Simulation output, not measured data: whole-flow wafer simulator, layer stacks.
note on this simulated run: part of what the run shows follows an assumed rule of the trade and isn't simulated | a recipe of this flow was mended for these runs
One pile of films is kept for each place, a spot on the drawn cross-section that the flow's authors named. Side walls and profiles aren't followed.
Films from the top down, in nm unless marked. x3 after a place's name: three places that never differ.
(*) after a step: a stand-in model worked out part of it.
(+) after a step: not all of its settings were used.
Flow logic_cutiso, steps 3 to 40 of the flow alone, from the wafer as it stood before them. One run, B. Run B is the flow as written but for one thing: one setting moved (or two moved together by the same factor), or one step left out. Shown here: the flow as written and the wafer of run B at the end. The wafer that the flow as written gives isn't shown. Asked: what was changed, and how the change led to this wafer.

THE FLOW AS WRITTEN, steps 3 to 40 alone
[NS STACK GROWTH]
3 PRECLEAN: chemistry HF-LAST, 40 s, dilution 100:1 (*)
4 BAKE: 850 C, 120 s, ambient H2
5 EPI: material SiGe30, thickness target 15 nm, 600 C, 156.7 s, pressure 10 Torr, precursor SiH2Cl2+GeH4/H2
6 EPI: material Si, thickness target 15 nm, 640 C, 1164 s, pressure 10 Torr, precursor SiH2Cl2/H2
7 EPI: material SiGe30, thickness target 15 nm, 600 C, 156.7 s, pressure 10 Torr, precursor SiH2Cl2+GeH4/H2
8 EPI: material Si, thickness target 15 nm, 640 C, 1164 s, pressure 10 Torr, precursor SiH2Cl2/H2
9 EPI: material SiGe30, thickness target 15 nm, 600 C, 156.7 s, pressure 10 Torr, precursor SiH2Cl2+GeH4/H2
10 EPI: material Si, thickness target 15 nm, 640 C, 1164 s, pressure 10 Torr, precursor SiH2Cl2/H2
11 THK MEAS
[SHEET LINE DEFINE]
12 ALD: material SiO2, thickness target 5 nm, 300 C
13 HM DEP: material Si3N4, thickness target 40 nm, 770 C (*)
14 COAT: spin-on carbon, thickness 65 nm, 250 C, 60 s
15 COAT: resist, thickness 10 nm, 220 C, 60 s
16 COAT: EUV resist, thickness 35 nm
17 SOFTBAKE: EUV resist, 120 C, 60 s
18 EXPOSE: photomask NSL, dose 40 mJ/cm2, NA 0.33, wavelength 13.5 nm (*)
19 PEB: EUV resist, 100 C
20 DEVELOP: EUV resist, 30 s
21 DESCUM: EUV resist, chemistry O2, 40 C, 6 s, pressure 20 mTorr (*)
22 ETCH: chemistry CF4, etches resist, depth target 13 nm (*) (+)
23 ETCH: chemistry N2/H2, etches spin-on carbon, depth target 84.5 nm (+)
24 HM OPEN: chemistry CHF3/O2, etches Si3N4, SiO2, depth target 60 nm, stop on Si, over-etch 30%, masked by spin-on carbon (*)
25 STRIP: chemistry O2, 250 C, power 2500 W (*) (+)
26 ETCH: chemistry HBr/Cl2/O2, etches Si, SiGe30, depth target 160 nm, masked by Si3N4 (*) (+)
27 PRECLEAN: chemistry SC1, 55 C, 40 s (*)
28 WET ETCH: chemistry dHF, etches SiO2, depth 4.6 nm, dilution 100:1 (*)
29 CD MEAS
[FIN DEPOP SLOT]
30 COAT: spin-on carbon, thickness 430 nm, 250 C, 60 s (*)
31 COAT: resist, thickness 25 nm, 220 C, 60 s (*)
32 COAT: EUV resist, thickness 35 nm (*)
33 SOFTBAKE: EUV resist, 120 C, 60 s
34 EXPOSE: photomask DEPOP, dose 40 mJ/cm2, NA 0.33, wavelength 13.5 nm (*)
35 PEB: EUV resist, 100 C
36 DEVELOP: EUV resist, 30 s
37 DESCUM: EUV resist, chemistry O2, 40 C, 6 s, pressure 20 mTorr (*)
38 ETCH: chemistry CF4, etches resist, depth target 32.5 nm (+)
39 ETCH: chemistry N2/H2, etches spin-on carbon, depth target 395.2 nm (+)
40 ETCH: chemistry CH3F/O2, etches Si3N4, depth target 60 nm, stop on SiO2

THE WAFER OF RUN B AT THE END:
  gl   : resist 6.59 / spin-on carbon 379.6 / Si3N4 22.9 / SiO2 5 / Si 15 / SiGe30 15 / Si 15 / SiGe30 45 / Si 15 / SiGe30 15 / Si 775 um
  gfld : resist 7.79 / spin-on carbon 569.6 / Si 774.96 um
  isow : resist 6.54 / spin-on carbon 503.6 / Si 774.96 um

The cause: step 7, EPI: thickness target 45 nm was run, where the flow has thickness target 15 nm; step 7, EPI: 470.1 s was run, where the flow has 156.7 s.
It can be read off the wafer: gl has SiGe30 45, and step 7 as written asks for 15 nm.

How the change led to this, step by step:
  7 EPI: material SiGe30, thickness target 15 nm, 600 C, 156.7 s, pressure 10 Torr, precursor SiH2Cl2+GeH4/H2
      depop, dpovl, gfld and 19 more: SiGe30 +45 (new film) (as written it would be: SiGe30 +15 (new film))
  26 ETCH: chemistry HBr/Cl2/O2, etches Si, SiGe30, depth target 160 nm, masked by Si3N4 (*) (+)
      dpovl, gfld, gxf, iso, isow, lnri, nsgap: chemical SiO2 -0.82 (all of it), Si -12 (all of it), SiGe30 -15 (all of it), Si -15 (all of it), SiGe30 -45 (all of it), Si -15 (all of it), SiGe30 -15 (all of it), Si -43 (as written it would be: chemical SiO2 -0.82 (all of it), Si -12 (all of it), SiGe30 -15 (all of it), Si -15 (all of it), SiGe30 -15 (all of it), Si -15 (all of it), SiGe30 -15 (all of it), Si -73)
